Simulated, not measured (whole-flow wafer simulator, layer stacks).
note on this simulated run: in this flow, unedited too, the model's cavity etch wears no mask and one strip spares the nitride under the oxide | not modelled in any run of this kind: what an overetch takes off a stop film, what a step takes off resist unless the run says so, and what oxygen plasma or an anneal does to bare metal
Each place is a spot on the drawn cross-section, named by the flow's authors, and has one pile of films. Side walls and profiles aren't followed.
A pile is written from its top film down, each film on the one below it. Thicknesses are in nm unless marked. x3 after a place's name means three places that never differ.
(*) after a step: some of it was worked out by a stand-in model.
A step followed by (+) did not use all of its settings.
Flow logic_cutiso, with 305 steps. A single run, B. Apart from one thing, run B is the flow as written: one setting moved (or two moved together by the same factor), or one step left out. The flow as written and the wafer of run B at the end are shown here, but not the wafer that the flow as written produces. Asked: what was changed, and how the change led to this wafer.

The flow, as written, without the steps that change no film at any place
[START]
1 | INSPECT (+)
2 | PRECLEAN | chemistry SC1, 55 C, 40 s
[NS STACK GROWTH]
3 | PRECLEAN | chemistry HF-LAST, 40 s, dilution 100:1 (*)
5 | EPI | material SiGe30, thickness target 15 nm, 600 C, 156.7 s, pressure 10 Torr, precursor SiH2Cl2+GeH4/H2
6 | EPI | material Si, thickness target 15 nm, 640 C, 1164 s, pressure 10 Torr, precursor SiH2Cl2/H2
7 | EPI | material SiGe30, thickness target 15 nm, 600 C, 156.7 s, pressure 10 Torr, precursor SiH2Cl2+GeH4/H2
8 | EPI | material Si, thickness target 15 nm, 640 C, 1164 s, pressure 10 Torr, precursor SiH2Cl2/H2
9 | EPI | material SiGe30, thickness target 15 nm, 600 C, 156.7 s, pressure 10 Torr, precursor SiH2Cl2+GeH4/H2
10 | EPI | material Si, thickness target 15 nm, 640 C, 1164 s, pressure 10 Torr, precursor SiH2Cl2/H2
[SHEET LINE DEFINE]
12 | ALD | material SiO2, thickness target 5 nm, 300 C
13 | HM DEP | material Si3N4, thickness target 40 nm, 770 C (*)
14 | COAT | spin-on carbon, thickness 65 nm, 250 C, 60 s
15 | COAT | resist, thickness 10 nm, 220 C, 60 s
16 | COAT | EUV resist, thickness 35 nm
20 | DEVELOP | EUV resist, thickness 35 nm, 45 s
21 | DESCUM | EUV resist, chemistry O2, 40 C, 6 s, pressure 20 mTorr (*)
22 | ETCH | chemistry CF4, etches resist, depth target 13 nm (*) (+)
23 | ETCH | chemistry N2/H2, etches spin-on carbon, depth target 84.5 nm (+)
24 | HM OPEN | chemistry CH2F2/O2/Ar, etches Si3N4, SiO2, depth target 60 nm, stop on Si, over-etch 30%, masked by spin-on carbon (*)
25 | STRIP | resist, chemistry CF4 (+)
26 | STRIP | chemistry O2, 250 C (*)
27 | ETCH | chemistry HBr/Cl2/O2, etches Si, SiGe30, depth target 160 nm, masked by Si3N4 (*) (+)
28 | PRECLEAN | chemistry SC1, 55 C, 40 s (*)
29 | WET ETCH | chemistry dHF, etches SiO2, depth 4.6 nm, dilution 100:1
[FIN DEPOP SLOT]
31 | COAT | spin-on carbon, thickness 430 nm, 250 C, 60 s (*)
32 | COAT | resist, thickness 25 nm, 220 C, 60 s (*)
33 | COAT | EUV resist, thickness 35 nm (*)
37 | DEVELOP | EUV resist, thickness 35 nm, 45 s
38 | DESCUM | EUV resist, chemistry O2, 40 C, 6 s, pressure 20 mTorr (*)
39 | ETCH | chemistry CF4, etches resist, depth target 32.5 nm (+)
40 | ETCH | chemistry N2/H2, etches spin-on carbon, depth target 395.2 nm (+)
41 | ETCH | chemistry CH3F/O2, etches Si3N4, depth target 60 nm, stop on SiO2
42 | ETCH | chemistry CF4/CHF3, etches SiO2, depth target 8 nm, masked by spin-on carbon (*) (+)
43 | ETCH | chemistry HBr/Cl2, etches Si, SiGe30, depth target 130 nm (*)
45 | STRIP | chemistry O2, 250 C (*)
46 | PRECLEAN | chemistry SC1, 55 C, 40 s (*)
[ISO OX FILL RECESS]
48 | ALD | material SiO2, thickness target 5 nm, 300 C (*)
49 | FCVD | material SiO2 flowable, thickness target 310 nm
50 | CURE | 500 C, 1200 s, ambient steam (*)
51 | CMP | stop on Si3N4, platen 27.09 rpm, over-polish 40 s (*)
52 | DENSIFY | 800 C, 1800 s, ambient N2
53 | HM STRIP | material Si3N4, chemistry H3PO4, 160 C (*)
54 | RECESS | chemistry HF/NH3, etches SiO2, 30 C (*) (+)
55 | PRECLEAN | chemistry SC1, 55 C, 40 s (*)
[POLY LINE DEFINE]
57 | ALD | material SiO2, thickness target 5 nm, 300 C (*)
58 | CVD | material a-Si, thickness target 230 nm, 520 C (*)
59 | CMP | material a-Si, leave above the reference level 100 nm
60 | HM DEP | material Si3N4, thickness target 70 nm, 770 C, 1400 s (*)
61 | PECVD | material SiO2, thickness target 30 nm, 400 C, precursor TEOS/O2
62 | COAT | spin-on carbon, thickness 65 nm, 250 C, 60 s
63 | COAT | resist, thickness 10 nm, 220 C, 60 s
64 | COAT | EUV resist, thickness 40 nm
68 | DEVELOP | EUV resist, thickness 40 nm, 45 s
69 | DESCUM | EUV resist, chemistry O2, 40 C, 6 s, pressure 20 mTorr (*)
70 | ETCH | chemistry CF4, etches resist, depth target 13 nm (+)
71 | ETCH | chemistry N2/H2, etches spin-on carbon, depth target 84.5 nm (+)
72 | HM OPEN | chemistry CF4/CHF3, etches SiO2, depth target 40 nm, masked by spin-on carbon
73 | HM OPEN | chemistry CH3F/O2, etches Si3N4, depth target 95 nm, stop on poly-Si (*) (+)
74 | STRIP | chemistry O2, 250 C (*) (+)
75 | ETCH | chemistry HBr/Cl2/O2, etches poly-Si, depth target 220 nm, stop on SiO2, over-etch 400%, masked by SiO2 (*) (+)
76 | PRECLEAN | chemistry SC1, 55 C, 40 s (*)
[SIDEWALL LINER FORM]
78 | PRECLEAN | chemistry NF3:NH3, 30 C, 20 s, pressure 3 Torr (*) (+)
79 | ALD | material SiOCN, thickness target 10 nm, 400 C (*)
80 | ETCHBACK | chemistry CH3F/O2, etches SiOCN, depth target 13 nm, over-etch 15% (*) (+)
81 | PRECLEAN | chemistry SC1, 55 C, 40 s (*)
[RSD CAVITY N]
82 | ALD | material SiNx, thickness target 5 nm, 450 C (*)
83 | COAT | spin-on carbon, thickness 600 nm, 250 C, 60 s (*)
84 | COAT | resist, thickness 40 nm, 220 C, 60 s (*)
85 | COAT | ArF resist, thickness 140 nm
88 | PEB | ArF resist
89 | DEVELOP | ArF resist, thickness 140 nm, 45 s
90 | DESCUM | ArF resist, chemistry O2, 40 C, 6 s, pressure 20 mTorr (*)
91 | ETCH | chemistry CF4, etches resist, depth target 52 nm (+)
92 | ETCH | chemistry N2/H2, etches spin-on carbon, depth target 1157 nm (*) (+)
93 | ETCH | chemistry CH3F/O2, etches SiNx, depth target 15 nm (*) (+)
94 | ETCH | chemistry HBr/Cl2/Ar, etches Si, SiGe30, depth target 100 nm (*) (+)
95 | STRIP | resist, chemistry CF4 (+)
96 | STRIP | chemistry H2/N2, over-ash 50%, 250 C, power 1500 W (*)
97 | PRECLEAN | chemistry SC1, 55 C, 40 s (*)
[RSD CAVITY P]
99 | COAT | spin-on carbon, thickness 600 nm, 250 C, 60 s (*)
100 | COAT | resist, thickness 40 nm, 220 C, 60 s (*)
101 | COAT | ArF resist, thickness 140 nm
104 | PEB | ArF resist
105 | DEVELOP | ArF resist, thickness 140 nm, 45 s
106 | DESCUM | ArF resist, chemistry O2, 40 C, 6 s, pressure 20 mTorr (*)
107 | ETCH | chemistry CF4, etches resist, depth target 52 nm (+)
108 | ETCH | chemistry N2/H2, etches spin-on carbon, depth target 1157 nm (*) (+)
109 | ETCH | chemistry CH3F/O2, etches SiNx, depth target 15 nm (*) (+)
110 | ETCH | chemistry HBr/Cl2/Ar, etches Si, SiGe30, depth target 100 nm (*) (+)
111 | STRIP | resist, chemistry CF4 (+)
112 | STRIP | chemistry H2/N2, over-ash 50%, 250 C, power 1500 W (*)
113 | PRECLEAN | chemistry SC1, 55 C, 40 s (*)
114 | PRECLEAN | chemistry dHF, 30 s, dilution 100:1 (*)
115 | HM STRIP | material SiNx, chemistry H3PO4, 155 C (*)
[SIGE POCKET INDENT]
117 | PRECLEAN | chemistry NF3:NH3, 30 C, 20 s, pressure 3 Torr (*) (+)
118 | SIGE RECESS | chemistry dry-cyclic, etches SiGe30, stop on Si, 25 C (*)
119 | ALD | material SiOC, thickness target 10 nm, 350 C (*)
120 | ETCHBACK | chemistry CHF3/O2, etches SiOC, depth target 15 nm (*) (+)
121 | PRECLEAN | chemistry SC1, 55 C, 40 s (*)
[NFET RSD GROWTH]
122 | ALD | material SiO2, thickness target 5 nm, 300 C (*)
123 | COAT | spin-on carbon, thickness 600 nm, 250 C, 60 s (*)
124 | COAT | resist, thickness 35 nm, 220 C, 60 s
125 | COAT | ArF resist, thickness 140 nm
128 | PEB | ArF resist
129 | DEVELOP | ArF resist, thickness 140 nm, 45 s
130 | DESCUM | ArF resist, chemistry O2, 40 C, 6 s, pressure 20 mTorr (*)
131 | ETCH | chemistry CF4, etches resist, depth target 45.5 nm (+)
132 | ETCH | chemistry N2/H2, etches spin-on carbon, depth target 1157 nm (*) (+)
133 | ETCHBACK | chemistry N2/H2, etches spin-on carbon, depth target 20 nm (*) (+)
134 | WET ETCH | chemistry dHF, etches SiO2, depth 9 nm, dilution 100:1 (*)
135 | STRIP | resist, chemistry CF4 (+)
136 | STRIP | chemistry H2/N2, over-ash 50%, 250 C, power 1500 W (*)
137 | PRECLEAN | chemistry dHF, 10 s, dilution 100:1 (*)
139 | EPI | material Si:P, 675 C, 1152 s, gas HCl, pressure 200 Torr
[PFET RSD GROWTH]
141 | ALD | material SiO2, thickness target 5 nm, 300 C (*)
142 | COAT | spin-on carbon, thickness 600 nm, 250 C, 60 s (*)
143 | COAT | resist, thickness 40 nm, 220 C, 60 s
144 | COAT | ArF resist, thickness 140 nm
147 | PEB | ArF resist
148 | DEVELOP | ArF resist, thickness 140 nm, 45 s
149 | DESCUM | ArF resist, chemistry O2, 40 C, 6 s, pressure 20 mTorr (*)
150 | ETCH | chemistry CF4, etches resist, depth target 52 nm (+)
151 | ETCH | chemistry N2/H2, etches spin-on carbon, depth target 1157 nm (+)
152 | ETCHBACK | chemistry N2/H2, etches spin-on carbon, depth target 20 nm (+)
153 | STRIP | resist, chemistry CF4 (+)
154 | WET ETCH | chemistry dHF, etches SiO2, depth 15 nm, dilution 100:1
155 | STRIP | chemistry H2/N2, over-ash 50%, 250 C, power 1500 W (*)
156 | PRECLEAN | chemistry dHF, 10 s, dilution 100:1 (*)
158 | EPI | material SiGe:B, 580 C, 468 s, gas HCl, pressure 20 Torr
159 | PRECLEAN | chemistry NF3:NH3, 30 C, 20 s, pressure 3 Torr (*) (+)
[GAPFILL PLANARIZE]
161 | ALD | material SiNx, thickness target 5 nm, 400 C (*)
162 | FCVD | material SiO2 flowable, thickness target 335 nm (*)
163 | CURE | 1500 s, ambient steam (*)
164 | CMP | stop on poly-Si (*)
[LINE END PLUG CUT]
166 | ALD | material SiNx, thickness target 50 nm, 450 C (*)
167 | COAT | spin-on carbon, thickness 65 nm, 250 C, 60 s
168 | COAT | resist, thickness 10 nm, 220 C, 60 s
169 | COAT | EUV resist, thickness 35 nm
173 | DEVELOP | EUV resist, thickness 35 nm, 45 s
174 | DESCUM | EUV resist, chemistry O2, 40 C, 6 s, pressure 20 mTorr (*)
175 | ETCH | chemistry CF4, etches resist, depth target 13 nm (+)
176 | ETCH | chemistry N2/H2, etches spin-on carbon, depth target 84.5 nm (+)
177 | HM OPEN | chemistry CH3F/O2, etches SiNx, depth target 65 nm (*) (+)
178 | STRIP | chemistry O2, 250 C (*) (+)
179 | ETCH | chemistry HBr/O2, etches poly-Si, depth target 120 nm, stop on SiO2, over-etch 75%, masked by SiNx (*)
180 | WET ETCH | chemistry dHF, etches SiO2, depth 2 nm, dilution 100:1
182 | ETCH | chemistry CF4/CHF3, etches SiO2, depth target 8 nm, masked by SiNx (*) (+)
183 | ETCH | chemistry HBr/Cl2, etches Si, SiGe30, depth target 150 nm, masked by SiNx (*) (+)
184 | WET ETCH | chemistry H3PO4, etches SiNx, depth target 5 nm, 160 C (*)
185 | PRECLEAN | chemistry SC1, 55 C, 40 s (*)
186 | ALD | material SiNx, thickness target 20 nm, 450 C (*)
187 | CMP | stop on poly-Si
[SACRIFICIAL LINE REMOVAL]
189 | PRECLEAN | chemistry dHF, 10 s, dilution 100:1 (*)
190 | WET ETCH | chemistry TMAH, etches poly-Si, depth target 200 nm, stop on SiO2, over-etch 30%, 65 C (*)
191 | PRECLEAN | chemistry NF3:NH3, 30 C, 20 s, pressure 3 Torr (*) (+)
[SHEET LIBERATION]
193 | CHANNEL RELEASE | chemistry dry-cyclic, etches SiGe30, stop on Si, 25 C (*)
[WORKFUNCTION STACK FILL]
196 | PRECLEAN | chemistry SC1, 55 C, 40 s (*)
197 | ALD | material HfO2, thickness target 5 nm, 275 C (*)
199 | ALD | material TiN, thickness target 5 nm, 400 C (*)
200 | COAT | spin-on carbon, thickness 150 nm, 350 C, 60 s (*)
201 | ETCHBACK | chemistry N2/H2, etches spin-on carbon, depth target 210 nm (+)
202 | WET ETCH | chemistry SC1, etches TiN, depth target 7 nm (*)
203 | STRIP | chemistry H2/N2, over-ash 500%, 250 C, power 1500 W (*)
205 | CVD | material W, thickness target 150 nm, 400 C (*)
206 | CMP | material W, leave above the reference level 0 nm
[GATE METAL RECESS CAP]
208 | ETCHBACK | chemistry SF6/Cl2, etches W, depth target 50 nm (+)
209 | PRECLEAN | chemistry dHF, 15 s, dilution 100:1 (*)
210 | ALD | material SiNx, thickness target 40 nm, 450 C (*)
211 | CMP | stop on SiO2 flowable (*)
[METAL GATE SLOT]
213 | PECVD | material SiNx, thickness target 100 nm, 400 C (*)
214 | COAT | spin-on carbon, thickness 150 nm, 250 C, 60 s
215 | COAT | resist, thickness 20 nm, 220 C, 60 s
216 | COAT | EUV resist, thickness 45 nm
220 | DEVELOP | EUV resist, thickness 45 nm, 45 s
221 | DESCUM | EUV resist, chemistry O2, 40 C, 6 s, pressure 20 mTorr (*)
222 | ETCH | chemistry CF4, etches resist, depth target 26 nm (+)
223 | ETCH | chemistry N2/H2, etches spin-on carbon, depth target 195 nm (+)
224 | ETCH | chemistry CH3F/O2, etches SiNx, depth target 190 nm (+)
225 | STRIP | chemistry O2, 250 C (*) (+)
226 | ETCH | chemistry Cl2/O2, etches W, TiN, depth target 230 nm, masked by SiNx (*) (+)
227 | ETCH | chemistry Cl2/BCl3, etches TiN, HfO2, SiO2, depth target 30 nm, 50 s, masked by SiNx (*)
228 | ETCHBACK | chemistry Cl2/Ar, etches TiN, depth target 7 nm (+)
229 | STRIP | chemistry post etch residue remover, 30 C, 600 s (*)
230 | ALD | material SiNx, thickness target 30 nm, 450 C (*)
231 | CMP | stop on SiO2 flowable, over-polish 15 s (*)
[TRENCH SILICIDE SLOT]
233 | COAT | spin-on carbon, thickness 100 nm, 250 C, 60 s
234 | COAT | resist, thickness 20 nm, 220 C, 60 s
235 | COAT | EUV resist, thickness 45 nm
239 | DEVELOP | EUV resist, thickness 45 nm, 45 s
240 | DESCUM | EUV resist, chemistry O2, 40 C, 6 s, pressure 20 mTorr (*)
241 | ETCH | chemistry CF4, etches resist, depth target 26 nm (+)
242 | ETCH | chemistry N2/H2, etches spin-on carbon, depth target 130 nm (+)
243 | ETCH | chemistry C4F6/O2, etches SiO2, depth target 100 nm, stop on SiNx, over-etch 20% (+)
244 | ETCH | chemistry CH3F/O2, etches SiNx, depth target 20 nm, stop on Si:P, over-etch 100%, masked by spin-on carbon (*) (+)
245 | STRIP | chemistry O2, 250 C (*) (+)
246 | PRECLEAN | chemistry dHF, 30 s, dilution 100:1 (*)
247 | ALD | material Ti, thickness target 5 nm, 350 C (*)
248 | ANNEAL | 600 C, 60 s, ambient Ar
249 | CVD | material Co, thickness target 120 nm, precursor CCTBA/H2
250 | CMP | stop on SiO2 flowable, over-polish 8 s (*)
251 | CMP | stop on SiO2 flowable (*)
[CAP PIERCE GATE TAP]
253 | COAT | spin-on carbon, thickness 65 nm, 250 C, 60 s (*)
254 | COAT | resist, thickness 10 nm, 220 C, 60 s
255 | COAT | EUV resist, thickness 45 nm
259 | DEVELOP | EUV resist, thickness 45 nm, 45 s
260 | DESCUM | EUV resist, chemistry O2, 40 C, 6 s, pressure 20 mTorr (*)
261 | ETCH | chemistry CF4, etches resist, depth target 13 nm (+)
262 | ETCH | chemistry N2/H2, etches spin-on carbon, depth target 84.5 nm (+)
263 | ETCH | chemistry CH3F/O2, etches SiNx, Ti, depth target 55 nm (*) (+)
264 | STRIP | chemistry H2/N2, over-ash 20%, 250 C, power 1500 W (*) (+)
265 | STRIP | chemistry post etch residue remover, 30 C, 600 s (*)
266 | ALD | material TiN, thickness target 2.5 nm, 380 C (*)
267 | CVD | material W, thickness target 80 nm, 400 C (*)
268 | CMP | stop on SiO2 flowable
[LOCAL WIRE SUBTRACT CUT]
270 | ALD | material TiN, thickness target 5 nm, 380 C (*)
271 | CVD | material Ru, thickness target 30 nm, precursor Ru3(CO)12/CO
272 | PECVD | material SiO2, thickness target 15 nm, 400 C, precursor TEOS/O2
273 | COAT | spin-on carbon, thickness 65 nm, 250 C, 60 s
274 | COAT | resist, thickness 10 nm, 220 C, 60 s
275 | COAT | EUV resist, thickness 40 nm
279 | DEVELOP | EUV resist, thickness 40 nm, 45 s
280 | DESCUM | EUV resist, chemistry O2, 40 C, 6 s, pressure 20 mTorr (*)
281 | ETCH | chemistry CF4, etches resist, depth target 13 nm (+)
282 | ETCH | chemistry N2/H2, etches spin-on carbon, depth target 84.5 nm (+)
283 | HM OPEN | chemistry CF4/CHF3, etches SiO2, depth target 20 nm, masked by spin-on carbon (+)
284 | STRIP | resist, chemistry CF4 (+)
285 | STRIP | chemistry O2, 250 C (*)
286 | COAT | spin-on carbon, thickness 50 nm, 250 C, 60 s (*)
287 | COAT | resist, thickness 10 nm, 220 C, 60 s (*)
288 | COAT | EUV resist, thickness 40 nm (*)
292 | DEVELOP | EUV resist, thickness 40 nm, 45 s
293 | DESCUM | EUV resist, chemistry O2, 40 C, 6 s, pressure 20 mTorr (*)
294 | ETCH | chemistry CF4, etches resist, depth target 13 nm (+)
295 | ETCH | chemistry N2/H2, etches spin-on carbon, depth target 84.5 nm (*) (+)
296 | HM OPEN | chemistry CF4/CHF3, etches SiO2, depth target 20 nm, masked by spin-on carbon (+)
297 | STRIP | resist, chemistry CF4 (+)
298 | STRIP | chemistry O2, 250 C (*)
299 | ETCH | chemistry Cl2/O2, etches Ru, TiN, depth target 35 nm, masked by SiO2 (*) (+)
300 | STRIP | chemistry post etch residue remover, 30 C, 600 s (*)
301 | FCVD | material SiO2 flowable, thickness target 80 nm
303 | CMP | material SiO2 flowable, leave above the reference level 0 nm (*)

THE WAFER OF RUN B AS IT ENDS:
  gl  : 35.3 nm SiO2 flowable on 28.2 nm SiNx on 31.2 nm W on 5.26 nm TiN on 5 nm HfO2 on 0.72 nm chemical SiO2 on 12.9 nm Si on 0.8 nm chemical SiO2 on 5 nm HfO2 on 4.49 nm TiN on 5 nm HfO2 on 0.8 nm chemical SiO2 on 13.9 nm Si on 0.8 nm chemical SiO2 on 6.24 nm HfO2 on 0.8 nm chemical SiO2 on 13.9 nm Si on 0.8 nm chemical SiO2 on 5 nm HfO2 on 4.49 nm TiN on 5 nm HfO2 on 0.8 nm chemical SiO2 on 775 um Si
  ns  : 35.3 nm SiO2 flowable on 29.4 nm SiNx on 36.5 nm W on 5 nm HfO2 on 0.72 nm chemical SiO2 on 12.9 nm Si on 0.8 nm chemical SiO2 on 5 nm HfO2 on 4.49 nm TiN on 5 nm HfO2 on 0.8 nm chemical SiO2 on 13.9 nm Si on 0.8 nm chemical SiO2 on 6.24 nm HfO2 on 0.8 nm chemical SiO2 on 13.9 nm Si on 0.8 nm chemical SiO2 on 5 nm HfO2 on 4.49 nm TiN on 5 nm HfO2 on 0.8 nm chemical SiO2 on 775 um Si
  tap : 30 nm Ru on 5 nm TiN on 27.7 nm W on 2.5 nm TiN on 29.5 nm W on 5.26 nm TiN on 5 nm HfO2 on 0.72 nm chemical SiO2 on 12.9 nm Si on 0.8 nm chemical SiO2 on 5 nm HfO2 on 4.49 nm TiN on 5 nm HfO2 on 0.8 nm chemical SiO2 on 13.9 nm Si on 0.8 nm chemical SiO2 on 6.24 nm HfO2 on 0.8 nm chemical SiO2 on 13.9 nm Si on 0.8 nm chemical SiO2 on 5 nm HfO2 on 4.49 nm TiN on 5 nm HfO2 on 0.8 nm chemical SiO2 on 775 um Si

The reason: step 7, EPI: 70.5 s was run, though the flow has 156.7 s.

How this came from the change, step by step:
  7 | EPI | material SiGe30, thickness target 15 nm, 600 C, 156.7 s, pressure 10 Torr, precursor SiH2Cl2+GeH4/H2
      depop, dpovl, gfld and 19 more: +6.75 SiGe30 (new film) (it would be, as written: +15 SiGe30 (new film))
  27 | ETCH | chemistry HBr/Cl2/O2, etches Si, SiGe30, depth target 160 nm, masked by Si3N4 (*) (+)
      gfld, gxf, iso, lnri: -0.79 chemical SiO2 (all of it), -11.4 Si (all of it), -15 SiGe30 (all of it), -15 Si (all of it), -6.75 SiGe30 (all of it), -15 Si (all of it), -15 SiGe30 (all of it), -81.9 Si (it would be, as written: -0.79 chemical SiO2 (all of it), -11.4 Si (all of it), -15 SiGe30 (all of it), -15 Si (all of it), -15 SiGe30 (all of it), -15 Si (all of it), -15 SiGe30 (all of it), -73.6 Si)
      dpovl, nsgap: -0.79 chemical SiO2 (all of it), -11.8 Si (all of it), -15 SiGe30 (all of it), -15 Si (all of it), -6.75 SiGe30 (all of it), -15 Si (all of it), -15 SiGe30 (all of it), -81.5 Si (it would be, as written: -0.79 chemical SiO2 (all of it), -11.8 Si (all of it), -15 SiGe30 (all of it), -15 Si (all of it), -15 SiGe30 (all of it), -15 Si (all of it), -15 SiGe30 (all of it), -73.2 Si)
      (also at 1 further place)
  43 | ETCH | chemistry HBr/Cl2, etches Si, SiGe30, depth target 130 nm (*)
      depop: -14 Si (all of it), -15 SiGe30 (all of it), -15 Si (all of it), -6.75 SiGe30 (all of it), -15 Si (all of it), -15 SiGe30 (all of it), -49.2 Si (it would be, as written: -14 Si (all of it), -15 SiGe30 (all of it), -15 Si (all of it), -15 SiGe30 (all of it), -15 Si (all of it), -15 SiGe30 (all of it), -41 Si)
  94 | ETCH | chemistry HBr/Cl2/Ar, etches Si, SiGe30, depth target 100 nm (*) (+)
      rsdn, rsdx: -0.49 chemical SiO2 (all of it), -12.8 Si (all of it), -15 SiGe30 (all of it), -15 Si (all of it), -6.75 SiGe30 (all of it), -15 Si (all of it), -15 SiGe30 (all of it), -20.4 Si (it would be, as written: -0.49 chemical SiO2 (all of it), -12.8 Si (all of it), -15 SiGe30 (all of it), -15 Si (all of it), -15 SiGe30 (all of it), -15 Si (all of it), -15 SiGe30 (all of it), -12.2 Si)
  110 | ETCH | chemistry HBr/Cl2/Ar, etches Si, SiGe30, depth target 100 nm (*) (+)
      rsdp, rsdw: -0.49 chemical SiO2 (all of it), -12.8 Si (all of it), -15 SiGe30 (all of it), -15 Si (all of it), -6.75 SiGe30 (all of it), -15 Si (all of it), -15 SiGe30 (all of it), -20.4 Si (it would be, as written: -0.49 chemical SiO2 (all of it), -12.8 Si (all of it), -15 SiGe30 (all of it), -15 Si (all of it), -15 SiGe30 (all of it), -15 Si (all of it), -15 SiGe30 (all of it), -12.2 Si)
  118 | SIGE RECESS | chemistry dry-cyclic, etches SiGe30, stop on Si, 25 C (*)
      lnr, lnrp, lnrt: -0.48 SiOCN, -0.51 Si, +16 cavity (new film), -15 SiGe30 (all of it), -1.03 Si, +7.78 cavity (new film), -6.75 SiGe30 (all of it), -1.03 Si, +16 cavity (new film), -15 SiGe30 (all of it), -0.51 Si (it would be, as written: -0.48 SiOCN, -0.51 Si, +16 cavity (new film), -15 SiGe30 (all of it), -1.03 Si, +16 cavity (new film), -15 SiGe30 (all of it), -1.03 Si, +16 cavity (new film), -15 SiGe30 (all of it), -0.51 Si)
  119 | ALD | material SiOC, thickness target 10 nm, 350 C (*)
      lnr, lnrp, lnrt: +10 SiOC (new film), +16 SiOC (new film), -16 cavity (all of it), +7.78 SiOC (new film), -7.78 cavity (all of it), +16 SiOC (new film), -16 cavity (all of it) (it would be, as written: +10 SiOC (new film), +16 SiOC (new film), -16 cavity (all of it), +16 SiOC (new film), -16 cavity (all of it), +16 SiOC (new film), -16 cavity (all of it))
  183 | ETCH | chemistry HBr/Cl2, etches Si, SiGe30, depth target 150 nm, masked by SiNx (*) (+)
      plug: -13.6 Si (all of it), -15 SiGe30 (all of it), -15 Si (all of it), -6.75 SiGe30 (all of it), -15 Si (all of it), -15 SiGe30 (all of it), -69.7 Si (it would be, as written: -13.6 Si (all of it), -15 SiGe30 (all of it), -15 Si (all of it), -15 SiGe30 (all of it), -15 Si (all of it), -15 SiGe30 (all of it), -61.4 Si)
  193 | CHANNEL RELEASE | chemistry dry-cyclic, etches SiGe30, stop on Si, 25 C (*)
      gl, glp, gxn, gxp, ns, tap: +0.8 chemical SiO2 (new film), -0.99 Si, +0.8 chemical SiO2 (new film), +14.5 cavity (new film), +0.8 chemical SiO2 (new film), -15 SiGe30 (all of it), -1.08 Si, +0.8 chemical SiO2 (new film), +6.24 cavity (new film), +0.8 chemical SiO2 (new film), -6.75 SiGe30 (all of it), -1.08 Si, +0.8 chemical SiO2 (new film), +14.5 cavity (new film), +0.8 chemical SiO2 (new film), -15 SiGe30 (all of it), -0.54 Si (it would be, as written: +0.8 chemical SiO2 (new film), -0.99 Si, +0.8 chemical SiO2 (new film), +14.5 cavity (new film), +0.8 chemical SiO2 (new film), -15 SiGe30 (all of it), -1.08 Si, +0.8 chemical SiO2 (new film), +14.5 cavity (new film), +0.8 chemical SiO2 (new film), -15 SiGe30 (all of it), -1.08 Si, +0.8 chemical SiO2 (new film), +14.5 cavity (new film), +0.8 chemical SiO2 (new film), -15 SiGe30 (all of it), -0.54 Si)
  197 | ALD | material HfO2, thickness target 5 nm, 275 C (*)
      gl, glp, gxn, gxp, ns, tap: +5 HfO2 (new film), +5 HfO2 (new film), -10 cavity, +5 HfO2 (new film), +6.24 HfO2 (new film), -6.24 cavity (all of it), +5 HfO2 (new film), -10 cavity, +5 HfO2 (new film) (it would be, as written: +5 HfO2 (new film), +5 HfO2 (new film), -10 cavity, +5 HfO2 (new film), +5 HfO2 (new film), -10 cavity, +5 HfO2 (new film), +5 HfO2 (new film), -10 cavity, +5 HfO2 (new film))
  199 | ALD | material TiN, thickness target 5 nm, 400 C (*)
      gl, glp, tap: +5.26 TiN (new film), +4.49 TiN (new film), -4.49 cavity (all of it), +4.49 TiN (new film), -4.49 cavity (all of it) (it would be, as written: +5.26 TiN (new film), +4.49 TiN (new film), -4.49 cavity (all of it), +4.49 TiN (new film), -4.49 cavity (all of it), +4.49 TiN (new film), -4.49 cavity (all of it))
      gxn, gxp, ns: +5 TiN (new film), +4.49 TiN (new film), -4.49 cavity (all of it), +4.49 TiN (new film), -4.49 cavity (all of it) (it would be, as written: +5 TiN (new film), +4.49 TiN (new film), -4.49 cavity (all of it), +4.49 TiN (new film), -4.49 cavity (all of it), +4.49 TiN (new film), -4.49 cavity (all of it))
Taking metal films that touch as one body, gl has 3 bodies (between them, from the top down: HfO2 5 / chemical SiO2 0.72 / Si 12.9 / chemical SiO2 0.8 / HfO2 5; HfO2 5 / chemical SiO2 0.8 / Si 13.9 / chemical SiO2 0.8 / HfO2 6.24 / chemical SiO2 0.8 / Si 13.9 / chemical SiO2 0.8 / HfO2 5); the flow as written gives 4 bodies (between them, from the top down: HfO2 5 / chemical SiO2 0.72 / Si 12.9 / chemical SiO2 0.8 / HfO2 5; HfO2 5 / chemical SiO2 0.8 / Si 13.9 / chemical SiO2 0.8 / HfO2 5; HfO2 5 / chemical SiO2 0.8 / Si 13.9 / chemical SiO2 0.8 / HfO2 5).
Taking metal films that touch as one body, ns has 3 bodies (between them, from the top down: HfO2 5 / chemical SiO2 0.72 / Si 12.9 / chemical SiO2 0.8 / HfO2 5; HfO2 5 / chemical SiO2 0.8 / Si 13.9 / chemical SiO2 0.8 / HfO2 6.24 / chemical SiO2 0.8 / Si 13.9 / chemical SiO2 0.8 / HfO2 5); the flow as written gives 4 bodies (between them, from the top down: HfO2 5 / chemical SiO2 0.72 / Si 12.9 / chemical SiO2 0.8 / HfO2 5; HfO2 5 / chemical SiO2 0.8 / Si 13.9 / chemical SiO2 0.8 / HfO2 5; HfO2 5 / chemical SiO2 0.8 / Si 13.9 / chemical SiO2 0.8 / HfO2 5).
Taking metal films that touch as one body, tap has 3 bodies (between them, from the top down: HfO2 5 / chemical SiO2 0.72 / Si 12.9 / chemical SiO2 0.8 / HfO2 5; HfO2 5 / chemical SiO2 0.8 / Si 13.9 / chemical SiO2 0.8 / HfO2 6.24 / chemical SiO2 0.8 / Si 13.9 / chemical SiO2 0.8 / HfO2 5); the flow as written gives 4 bodies (between them, from the top down: HfO2 5 / chemical SiO2 0.72 / Si 12.9 / chemical SiO2 0.8 / HfO2 5; HfO2 5 / chemical SiO2 0.8 / Si 13.9 / chemical SiO2 0.8 / HfO2 5; HfO2 5 / chemical SiO2 0.8 / Si 13.9 / chemical SiO2 0.8 / HfO2 5).
